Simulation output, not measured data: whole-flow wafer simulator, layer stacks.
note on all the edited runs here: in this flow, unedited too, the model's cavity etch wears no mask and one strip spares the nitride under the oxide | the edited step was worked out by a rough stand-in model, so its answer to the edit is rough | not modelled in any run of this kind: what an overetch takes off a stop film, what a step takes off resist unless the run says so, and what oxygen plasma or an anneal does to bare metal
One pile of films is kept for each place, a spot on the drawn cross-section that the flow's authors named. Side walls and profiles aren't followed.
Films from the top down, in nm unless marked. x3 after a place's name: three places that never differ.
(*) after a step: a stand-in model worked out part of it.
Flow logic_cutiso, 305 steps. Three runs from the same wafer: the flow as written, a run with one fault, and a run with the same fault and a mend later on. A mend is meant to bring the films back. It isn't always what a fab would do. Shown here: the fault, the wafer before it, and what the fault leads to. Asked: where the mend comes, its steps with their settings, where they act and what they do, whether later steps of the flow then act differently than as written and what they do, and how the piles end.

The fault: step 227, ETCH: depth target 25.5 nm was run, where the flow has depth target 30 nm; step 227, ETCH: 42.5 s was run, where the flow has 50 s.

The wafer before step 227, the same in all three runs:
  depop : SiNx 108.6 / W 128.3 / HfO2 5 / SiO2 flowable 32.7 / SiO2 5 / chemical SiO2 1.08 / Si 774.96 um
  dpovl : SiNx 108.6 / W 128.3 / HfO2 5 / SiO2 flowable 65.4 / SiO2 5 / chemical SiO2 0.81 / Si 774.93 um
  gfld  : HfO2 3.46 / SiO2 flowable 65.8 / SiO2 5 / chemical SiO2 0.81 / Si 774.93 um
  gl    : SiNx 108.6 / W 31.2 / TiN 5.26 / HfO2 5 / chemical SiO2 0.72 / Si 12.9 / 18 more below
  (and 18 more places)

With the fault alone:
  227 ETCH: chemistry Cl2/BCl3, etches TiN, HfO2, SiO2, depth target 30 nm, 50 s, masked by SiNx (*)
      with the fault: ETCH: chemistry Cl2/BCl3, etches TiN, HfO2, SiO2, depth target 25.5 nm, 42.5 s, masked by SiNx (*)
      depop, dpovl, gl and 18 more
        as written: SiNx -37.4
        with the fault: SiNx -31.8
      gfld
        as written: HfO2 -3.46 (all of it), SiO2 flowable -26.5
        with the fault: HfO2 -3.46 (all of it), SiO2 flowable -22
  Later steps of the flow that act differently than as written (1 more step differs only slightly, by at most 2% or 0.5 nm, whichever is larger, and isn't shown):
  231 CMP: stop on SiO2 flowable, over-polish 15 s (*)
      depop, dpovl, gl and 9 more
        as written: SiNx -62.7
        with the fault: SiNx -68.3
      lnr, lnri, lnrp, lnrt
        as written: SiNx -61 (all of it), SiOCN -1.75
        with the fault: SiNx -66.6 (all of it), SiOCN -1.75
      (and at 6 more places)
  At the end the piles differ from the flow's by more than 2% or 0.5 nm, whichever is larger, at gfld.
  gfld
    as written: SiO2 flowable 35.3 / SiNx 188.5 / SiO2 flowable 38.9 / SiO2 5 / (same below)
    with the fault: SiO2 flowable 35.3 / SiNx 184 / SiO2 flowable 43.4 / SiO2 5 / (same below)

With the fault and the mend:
  The mend comes after step 227.
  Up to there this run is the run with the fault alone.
  227a ETCH: chemistry Cl2/BCl3, etches TiN, HfO2, SiO2, depth target 4.5 nm, 7.5 s, masked by SiNx (*) (the flow's step 227 once more, with other settings)
      depop, dpovl, gl and 9 more
        SiNx -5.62
      iso, lnr, lnri and 6 more
        SiNx -5.61
      gfld
        SiO2 flowable -4.5
  No later step of the flow acts differently than as written at any place that is followed.
  At the end the piles are the same as the flow's at every place that both follow.
